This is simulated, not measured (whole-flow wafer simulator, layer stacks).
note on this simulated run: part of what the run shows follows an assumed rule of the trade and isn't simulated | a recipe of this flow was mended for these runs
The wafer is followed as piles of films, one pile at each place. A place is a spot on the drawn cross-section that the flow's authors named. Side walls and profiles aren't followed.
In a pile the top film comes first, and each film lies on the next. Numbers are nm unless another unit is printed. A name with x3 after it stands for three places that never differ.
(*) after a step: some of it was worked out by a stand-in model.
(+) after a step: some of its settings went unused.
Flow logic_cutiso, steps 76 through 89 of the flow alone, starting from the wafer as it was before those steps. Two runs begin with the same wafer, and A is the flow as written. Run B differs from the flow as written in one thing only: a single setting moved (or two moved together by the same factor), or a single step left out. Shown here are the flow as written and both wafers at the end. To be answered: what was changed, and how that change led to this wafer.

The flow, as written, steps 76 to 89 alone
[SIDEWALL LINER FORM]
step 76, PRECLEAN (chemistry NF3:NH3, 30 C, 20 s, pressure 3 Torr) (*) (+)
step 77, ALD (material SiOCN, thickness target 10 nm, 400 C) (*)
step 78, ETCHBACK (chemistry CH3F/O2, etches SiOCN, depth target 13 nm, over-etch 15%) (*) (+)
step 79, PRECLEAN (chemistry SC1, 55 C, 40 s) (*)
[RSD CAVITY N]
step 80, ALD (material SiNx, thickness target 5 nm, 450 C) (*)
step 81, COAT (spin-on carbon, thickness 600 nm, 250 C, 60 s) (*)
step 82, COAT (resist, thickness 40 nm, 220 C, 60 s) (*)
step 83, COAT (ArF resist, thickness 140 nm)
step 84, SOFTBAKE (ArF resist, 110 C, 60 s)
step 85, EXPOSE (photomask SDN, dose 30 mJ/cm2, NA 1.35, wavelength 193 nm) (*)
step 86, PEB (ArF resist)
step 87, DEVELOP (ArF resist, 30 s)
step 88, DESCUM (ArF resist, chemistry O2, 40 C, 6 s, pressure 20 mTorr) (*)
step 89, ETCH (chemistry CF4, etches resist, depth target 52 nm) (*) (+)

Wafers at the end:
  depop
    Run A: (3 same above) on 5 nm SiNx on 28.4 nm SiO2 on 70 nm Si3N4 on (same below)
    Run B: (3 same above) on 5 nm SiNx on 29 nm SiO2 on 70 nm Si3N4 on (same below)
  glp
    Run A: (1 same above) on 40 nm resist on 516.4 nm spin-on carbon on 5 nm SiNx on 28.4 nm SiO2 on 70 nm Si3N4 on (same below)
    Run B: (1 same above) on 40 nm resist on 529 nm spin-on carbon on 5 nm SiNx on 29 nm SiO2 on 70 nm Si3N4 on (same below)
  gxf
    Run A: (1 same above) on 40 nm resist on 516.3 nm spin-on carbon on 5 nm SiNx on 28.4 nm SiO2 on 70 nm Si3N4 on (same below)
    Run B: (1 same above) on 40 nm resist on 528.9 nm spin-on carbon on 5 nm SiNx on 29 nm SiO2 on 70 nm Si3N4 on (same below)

The reason: step 77, ALD: thickness target 12.2 nm was run, though the flow has thickness target 10 nm.

How this came from the change, step by step:
  step 77, ALD (material SiOCN, thickness target 10 nm, 400 C) (*)
      depop, dpovl x3, gfld and 13 more: A +10 SiOCN (new film) | B +12.2 SiOCN (new film)
  step 78, ETCHBACK (chemistry CH3F/O2, etches SiOCN, depth target 13 nm, over-etch 15%) (*) (+)
      depop, dpovl x3, gfld and 8 more: A -10 SiOCN (all of it), -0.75 SiO2 | B -12.2 SiOCN (all of it), -0.2 SiO2
      rsdn, rsdp, rsdw, rsdx: A -10 SiOCN (all of it), -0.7 Si | B -12.2 SiOCN (all of it), -0.19 Si
      (also at 1 further place)
  step 81, COAT (spin-on carbon, thickness 600 nm, 250 C, 60 s) (*)
      gfld, gxf, gxn, gxp: A +516.3 spin-on carbon (new film) | B +528.9 spin-on carbon (new film)
      glp, plug, tap: A +516.4 spin-on carbon (new film) | B +529 spin-on carbon (new film)
      (also at 5 further places)
